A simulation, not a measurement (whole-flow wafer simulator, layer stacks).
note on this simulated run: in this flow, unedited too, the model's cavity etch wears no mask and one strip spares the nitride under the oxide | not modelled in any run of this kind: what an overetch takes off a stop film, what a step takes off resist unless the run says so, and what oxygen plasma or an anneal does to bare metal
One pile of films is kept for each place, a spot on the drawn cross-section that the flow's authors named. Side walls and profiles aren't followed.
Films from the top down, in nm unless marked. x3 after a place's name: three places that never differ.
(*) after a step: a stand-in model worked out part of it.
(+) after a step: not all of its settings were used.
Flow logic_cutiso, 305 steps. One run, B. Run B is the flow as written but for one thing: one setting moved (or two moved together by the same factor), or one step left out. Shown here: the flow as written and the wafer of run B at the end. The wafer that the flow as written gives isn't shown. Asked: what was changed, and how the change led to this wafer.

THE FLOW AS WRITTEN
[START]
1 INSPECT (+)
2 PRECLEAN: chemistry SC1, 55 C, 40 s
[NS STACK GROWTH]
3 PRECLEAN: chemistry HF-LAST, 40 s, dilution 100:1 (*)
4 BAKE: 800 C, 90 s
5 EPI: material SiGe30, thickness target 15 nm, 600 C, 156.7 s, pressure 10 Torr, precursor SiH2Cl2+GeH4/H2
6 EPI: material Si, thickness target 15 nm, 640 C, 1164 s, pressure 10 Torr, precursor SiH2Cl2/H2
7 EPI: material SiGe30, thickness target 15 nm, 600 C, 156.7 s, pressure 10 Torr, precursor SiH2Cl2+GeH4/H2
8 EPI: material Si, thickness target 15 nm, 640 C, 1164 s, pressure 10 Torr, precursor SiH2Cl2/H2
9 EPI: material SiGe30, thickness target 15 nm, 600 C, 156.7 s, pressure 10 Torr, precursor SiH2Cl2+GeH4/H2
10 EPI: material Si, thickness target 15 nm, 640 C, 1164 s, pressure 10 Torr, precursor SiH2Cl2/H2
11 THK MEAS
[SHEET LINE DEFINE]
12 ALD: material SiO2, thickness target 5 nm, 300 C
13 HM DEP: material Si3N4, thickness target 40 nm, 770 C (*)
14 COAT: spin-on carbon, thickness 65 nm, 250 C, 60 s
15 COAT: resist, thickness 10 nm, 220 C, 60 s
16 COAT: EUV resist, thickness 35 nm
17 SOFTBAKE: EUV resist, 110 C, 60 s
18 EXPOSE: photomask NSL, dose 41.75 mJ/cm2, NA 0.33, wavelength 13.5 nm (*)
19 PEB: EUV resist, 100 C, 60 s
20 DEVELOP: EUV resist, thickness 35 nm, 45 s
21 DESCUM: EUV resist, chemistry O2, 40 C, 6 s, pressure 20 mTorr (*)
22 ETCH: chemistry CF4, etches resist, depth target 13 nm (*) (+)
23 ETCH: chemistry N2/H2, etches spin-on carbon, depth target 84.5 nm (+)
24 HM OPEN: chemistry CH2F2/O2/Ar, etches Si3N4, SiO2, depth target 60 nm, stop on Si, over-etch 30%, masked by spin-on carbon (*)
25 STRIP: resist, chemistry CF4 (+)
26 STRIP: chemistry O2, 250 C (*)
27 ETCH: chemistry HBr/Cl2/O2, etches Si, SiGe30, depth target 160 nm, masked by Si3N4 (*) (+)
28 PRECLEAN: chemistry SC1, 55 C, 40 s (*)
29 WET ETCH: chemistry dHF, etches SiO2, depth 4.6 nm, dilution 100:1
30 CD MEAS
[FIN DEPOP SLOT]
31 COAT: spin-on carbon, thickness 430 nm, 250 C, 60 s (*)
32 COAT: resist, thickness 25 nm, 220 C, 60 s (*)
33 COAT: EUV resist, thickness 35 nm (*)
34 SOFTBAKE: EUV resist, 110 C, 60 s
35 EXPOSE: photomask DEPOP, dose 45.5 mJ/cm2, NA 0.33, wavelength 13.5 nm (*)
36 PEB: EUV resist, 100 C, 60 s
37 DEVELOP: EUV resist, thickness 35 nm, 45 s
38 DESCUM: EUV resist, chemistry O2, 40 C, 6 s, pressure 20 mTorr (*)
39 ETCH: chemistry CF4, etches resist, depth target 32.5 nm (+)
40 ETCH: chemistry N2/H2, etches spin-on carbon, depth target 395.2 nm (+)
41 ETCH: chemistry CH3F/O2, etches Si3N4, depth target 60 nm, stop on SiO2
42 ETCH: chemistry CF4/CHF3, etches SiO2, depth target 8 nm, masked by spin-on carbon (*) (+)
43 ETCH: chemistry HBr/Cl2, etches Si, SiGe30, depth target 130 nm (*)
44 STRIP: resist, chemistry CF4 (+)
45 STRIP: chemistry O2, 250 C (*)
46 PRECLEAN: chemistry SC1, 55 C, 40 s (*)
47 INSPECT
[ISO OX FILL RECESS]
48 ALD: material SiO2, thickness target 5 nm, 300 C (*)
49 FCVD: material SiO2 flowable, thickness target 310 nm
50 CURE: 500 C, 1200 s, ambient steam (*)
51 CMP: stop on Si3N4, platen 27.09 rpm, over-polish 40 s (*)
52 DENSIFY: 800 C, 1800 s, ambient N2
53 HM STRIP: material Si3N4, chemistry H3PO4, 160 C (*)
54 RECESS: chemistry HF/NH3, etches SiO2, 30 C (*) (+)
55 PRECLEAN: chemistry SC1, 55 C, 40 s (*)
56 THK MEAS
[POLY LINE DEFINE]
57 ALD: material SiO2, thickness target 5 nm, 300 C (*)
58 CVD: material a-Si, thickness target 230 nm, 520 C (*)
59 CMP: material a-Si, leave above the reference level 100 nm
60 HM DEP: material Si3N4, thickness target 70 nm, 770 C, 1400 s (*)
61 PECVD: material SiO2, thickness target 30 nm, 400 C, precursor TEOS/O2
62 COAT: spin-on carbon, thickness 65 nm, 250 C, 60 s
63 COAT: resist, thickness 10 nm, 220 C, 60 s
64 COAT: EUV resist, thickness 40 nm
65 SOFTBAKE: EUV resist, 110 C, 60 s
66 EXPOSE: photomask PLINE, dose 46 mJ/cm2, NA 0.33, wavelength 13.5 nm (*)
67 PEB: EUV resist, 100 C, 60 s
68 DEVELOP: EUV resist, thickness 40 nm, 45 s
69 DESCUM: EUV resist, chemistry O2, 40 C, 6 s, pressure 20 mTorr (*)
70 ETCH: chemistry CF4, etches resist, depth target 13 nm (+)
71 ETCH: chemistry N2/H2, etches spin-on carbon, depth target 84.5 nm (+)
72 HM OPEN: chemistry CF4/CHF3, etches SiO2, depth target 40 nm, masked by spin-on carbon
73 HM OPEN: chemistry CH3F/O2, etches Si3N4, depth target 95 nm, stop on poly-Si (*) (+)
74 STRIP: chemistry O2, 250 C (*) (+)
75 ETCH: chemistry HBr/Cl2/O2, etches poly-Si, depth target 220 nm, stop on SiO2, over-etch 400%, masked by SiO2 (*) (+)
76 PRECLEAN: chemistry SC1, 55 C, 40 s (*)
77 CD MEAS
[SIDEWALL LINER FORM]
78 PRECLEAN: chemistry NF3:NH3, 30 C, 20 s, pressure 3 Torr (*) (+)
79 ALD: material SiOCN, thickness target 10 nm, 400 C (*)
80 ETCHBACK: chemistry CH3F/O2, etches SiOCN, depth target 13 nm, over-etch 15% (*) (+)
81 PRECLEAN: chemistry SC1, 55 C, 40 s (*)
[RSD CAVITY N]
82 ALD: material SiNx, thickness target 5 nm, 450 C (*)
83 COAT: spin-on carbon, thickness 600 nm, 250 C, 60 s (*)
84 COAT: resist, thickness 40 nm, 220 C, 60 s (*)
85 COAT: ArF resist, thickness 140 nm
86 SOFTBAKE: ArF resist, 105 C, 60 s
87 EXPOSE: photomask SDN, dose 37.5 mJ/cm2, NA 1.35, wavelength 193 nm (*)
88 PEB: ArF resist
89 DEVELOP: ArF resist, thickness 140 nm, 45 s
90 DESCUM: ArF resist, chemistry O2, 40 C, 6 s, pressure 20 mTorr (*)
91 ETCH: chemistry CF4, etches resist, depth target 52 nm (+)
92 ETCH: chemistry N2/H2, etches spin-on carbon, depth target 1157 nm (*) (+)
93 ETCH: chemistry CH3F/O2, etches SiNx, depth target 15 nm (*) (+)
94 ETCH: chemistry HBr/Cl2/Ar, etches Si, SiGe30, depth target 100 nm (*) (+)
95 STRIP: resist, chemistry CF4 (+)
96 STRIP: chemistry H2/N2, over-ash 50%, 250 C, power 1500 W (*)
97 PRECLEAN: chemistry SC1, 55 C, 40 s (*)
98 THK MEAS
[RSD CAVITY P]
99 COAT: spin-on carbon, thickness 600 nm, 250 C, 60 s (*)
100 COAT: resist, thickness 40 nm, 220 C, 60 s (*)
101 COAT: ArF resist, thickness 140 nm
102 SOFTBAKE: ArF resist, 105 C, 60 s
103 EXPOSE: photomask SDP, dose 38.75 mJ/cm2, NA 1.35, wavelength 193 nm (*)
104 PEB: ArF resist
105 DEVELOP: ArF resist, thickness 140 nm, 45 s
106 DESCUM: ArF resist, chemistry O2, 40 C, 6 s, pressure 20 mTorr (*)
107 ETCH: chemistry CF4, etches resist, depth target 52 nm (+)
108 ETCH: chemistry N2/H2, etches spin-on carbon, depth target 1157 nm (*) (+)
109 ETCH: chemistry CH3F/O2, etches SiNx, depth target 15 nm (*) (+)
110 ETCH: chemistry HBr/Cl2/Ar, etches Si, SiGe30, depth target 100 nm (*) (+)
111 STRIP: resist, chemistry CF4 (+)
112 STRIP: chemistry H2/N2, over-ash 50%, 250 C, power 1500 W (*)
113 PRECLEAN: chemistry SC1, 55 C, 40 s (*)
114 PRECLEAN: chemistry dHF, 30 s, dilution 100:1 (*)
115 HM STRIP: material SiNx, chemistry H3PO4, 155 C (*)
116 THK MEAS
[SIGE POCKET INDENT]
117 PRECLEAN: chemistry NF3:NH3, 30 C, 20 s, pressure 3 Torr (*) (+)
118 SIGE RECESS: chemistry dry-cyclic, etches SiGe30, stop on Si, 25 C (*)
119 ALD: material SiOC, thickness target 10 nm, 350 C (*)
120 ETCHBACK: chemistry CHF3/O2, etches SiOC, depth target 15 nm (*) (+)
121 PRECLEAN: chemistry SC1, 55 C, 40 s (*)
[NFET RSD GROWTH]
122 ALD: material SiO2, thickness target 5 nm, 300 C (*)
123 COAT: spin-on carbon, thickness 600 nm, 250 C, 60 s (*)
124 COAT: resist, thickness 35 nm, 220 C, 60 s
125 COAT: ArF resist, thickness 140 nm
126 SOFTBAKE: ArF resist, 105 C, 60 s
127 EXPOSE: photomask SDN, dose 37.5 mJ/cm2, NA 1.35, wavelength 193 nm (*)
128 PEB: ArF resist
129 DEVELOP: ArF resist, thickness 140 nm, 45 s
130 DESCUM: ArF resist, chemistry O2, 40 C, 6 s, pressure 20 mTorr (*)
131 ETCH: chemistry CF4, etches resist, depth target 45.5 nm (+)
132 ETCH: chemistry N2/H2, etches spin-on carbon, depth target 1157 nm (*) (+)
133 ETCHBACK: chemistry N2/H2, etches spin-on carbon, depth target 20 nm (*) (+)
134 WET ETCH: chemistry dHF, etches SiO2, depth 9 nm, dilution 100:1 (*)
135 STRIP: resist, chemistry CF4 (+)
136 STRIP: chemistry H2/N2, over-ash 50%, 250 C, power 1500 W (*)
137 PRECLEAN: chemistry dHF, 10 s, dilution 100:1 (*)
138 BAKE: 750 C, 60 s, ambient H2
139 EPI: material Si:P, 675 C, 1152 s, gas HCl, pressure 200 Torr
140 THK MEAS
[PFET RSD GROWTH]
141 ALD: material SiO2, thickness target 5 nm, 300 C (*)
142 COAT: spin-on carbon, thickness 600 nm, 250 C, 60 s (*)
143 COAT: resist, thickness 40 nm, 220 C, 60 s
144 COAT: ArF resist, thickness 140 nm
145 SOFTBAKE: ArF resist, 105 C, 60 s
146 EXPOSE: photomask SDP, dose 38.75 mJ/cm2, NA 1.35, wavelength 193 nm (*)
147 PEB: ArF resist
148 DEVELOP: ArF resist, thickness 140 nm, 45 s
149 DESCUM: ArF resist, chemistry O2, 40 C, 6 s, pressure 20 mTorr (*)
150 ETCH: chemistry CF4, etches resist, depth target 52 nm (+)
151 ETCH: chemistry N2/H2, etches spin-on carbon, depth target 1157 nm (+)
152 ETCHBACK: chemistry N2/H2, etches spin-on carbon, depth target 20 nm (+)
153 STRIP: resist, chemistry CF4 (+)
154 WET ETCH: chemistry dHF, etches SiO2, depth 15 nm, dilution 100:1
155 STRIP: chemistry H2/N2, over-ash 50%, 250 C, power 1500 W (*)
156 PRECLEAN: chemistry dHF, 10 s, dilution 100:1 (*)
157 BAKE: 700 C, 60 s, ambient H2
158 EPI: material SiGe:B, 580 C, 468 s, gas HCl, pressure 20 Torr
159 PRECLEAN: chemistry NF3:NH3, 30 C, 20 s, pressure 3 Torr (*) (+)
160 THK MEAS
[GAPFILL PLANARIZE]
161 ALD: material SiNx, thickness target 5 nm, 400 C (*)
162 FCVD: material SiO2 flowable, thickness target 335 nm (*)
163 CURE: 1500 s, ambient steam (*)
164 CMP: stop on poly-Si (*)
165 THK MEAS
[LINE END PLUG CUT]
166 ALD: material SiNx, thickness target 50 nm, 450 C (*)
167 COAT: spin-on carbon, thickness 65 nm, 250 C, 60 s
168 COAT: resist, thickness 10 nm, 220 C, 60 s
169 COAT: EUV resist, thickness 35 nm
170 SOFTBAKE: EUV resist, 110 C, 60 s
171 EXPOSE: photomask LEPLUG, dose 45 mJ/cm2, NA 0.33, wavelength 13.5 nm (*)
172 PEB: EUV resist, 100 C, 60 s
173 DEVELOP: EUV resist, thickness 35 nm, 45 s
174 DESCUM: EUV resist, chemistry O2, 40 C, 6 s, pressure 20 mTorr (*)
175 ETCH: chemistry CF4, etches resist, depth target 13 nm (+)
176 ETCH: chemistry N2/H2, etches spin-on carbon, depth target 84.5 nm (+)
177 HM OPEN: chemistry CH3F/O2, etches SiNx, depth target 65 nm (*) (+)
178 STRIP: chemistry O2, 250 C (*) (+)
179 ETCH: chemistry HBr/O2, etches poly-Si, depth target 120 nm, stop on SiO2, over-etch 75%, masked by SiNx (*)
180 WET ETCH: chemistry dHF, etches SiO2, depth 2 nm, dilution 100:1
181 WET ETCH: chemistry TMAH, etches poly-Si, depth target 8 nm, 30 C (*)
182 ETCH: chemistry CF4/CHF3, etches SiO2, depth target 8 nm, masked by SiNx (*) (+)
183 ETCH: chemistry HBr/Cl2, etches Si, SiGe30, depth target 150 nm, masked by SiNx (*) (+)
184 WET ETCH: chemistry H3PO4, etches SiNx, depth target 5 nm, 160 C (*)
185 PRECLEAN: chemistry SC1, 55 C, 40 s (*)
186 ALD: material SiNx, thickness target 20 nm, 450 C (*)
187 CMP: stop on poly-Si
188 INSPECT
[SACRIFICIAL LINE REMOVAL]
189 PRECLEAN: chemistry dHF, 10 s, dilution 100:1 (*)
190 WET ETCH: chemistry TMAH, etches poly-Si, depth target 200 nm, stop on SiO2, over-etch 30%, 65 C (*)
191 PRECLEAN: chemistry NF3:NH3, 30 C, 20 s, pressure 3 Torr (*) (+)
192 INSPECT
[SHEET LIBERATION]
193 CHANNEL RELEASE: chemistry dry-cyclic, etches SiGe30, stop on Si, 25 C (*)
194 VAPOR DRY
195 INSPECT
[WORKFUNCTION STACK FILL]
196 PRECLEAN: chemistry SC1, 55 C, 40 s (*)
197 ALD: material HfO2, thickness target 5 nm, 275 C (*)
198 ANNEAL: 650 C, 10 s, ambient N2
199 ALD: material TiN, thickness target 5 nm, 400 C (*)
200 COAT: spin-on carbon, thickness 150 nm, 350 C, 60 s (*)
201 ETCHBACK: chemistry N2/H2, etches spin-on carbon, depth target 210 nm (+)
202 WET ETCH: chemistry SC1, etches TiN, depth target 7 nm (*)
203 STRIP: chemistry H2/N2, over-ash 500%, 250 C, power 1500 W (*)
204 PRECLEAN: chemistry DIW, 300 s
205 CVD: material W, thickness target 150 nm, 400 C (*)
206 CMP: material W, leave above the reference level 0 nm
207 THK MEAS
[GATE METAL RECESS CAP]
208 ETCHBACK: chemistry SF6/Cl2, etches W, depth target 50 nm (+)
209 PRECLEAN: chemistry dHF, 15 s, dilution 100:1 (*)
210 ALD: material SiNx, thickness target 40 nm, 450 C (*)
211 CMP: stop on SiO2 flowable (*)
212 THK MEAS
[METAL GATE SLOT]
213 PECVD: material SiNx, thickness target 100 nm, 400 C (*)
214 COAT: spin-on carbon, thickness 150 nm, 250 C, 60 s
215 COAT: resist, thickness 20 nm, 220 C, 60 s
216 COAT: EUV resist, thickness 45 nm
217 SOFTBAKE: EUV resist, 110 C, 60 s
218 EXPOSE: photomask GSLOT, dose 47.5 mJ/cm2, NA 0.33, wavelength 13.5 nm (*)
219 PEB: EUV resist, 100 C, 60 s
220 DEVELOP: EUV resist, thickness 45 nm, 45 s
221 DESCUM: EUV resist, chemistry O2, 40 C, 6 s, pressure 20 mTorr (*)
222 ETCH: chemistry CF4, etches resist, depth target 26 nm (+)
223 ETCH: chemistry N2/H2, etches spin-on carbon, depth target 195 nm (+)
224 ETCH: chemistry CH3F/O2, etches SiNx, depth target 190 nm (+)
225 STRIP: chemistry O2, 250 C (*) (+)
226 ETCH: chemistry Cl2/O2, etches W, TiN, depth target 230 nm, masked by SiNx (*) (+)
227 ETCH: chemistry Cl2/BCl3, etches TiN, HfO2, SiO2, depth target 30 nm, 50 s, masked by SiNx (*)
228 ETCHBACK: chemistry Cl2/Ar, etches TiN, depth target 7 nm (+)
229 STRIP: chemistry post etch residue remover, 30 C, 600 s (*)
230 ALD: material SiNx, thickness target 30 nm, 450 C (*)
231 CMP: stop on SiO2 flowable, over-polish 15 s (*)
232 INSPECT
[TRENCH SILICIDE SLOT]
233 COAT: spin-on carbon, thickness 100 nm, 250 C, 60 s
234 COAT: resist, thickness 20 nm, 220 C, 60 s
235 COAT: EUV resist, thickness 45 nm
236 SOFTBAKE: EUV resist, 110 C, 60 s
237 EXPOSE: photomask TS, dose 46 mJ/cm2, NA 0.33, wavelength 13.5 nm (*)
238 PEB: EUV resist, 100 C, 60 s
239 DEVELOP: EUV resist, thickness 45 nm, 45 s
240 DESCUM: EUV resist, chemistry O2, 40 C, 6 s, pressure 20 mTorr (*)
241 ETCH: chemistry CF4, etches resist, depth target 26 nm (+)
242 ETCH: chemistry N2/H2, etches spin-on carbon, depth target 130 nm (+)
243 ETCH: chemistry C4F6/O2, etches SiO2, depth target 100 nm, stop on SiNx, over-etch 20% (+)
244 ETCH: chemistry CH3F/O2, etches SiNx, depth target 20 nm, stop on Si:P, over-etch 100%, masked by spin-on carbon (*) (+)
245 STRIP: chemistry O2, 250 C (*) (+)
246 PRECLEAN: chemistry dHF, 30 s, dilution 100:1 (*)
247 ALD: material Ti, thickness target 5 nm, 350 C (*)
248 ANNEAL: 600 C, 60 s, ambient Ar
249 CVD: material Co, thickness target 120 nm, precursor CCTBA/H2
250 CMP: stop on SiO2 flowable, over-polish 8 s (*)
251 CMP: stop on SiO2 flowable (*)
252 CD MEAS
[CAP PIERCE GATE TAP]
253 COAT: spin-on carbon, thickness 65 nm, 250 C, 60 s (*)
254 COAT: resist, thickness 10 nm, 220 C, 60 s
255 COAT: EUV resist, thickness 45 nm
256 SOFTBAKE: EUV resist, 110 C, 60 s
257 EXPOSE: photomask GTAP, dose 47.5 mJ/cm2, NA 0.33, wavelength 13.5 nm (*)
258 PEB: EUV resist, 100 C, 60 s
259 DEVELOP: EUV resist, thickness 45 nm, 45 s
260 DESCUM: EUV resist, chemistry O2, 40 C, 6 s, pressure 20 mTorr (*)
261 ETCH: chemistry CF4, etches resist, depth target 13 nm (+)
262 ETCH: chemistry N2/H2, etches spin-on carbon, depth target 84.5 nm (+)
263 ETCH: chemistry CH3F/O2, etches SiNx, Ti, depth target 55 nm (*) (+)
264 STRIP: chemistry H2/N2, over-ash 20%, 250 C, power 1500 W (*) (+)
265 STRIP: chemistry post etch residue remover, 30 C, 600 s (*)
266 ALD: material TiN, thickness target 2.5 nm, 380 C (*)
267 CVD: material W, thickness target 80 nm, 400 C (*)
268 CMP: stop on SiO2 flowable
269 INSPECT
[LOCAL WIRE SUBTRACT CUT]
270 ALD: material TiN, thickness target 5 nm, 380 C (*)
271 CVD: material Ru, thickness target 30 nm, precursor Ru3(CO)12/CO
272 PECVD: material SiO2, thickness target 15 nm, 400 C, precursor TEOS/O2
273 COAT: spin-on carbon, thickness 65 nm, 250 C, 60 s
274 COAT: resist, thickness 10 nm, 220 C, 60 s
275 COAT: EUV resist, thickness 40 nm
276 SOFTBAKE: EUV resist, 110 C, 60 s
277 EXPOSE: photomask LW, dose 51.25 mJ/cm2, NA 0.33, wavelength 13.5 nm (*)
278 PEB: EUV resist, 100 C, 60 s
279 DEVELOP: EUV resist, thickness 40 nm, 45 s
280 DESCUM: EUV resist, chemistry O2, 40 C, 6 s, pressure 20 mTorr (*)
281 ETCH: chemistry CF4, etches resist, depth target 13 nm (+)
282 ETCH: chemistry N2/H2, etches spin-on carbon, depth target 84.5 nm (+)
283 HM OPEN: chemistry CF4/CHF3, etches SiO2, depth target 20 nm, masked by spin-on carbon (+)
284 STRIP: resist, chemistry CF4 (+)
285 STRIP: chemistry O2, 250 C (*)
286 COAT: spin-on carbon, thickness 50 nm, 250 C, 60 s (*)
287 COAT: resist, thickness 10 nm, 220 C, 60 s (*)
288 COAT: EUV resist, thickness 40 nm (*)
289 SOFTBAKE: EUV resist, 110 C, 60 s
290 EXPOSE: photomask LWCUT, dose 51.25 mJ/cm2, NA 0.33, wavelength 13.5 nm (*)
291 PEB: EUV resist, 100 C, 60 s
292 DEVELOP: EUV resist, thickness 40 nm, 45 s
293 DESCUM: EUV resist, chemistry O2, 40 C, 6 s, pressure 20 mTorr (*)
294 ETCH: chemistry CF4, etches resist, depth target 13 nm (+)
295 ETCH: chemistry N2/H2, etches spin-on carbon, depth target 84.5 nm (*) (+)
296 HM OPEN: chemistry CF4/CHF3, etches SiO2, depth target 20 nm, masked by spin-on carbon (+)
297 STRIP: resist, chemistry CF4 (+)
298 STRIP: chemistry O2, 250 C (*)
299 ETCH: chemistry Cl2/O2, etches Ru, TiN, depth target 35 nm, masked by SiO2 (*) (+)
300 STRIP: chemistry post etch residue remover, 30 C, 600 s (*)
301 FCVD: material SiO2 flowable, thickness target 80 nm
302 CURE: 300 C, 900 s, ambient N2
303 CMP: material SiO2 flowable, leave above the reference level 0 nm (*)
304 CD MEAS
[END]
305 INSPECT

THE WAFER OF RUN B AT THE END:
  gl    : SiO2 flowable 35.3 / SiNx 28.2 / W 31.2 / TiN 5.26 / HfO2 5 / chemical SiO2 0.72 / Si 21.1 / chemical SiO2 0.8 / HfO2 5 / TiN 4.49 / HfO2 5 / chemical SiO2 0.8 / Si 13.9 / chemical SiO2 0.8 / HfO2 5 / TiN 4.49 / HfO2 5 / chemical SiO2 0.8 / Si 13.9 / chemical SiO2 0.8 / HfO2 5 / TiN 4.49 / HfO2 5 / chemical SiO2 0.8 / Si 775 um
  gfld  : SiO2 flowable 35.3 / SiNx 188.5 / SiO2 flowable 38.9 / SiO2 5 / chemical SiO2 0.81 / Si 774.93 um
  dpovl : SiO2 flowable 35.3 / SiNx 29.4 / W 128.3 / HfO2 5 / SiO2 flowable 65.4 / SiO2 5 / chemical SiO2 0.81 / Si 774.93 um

The cause: step 10, EPI: thickness target 23.2 nm was run, where the flow has thickness target 15 nm; step 10, EPI: 1805 s was run, where the flow has 1164 s.

How the change led to this, step by step:
  10 EPI: material Si, thickness target 15 nm, 640 C, 1164 s, pressure 10 Torr, precursor SiH2Cl2/H2
      depop, dpovl, gfld and 19 more: Si +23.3 (new film) (as written it would be: Si +15 (new film))
  27 ETCH: chemistry HBr/Cl2/O2, etches Si, SiGe30, depth target 160 nm, masked by Si3N4 (*) (+)
      gfld, gxf, iso, lnri: chemical SiO2 -0.79 (all of it), Si -19.6 (all of it), SiGe30 -15 (all of it), Si -15 (all of it), SiGe30 -15 (all of it), Si -15 (all of it), SiGe30 -15 (all of it), Si -65.4 (as written it would be: chemical SiO2 -0.79 (all of it), Si -11.4 (all of it), SiGe30 -15 (all of it), Si -15 (all of it), SiGe30 -15 (all of it), Si -15 (all of it), SiGe30 -15 (all of it), Si -73.6)
      dpovl, nsgap: chemical SiO2 -0.79 (all of it), Si -20 (all of it), SiGe30 -15 (all of it), Si -15 (all of it), SiGe30 -15 (all of it), Si -15 (all of it), SiGe30 -15 (all of it), Si -65 (as written it would be: chemical SiO2 -0.79 (all of it), Si -11.8 (all of it), SiGe30 -15 (all of it), Si -15 (all of it), SiGe30 -15 (all of it), Si -15 (all of it), SiGe30 -15 (all of it), Si -73.2)
      (and at 1 more place)
  43 ETCH: chemistry HBr/Cl2, etches Si, SiGe30, depth target 130 nm (*)
      depop: Si -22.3 (all of it), SiGe30 -15 (all of it), Si -15 (all of it), SiGe30 -15 (all of it), Si -15 (all of it), SiGe30 -15 (all of it), Si -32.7 (as written it would be: Si -14 (all of it), SiGe30 -15 (all of it), Si -15 (all of it), SiGe30 -15 (all of it), Si -15 (all of it), SiGe30 -15 (all of it), Si -41)
  94 ETCH: chemistry HBr/Cl2/Ar, etches Si, SiGe30, depth target 100 nm (*) (+)
      rsdn, rsdx: chemical SiO2 -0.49 (all of it), Si -21.1 (all of it), SiGe30 -15 (all of it), Si -15 (all of it), SiGe30 -15 (all of it), Si -15 (all of it), SiGe30 -15 (all of it), Si -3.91 (as written it would be: chemical SiO2 -0.49 (all of it), Si -12.8 (all of it), SiGe30 -15 (all of it), Si -15 (all of it), SiGe30 -15 (all of it), Si -15 (all of it), SiGe30 -15 (all of it), Si -12.2)
  110 ETCH: chemistry HBr/Cl2/Ar, etches Si, SiGe30, depth target 100 nm (*) (+)
      rsdp, rsdw: chemical SiO2 -0.49 (all of it), Si -21.1 (all of it), SiGe30 -15 (all of it), Si -15 (all of it), SiGe30 -15 (all of it), Si -15 (all of it), SiGe30 -15 (all of it), Si -3.91 (as written it would be: chemical SiO2 -0.49 (all of it), Si -12.8 (all of it), SiGe30 -15 (all of it), Si -15 (all of it), SiGe30 -15 (all of it), Si -15 (all of it), SiGe30 -15 (all of it), Si -12.2)
  183 ETCH: chemistry HBr/Cl2, etches Si, SiGe30, depth target 150 nm, masked by SiNx (*) (+)
      plug: Si -21.8 (all of it), SiGe30 -15 (all of it), Si -15 (all of it), SiGe30 -15 (all of it), Si -15 (all of it), SiGe30 -15 (all of it), Si -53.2 (as written it would be: Si -13.6 (all of it), SiGe30 -15 (all of it), Si -15 (all of it), SiGe30 -15 (all of it), Si -15 (all of it), SiGe30 -15 (all of it), Si -61.4)
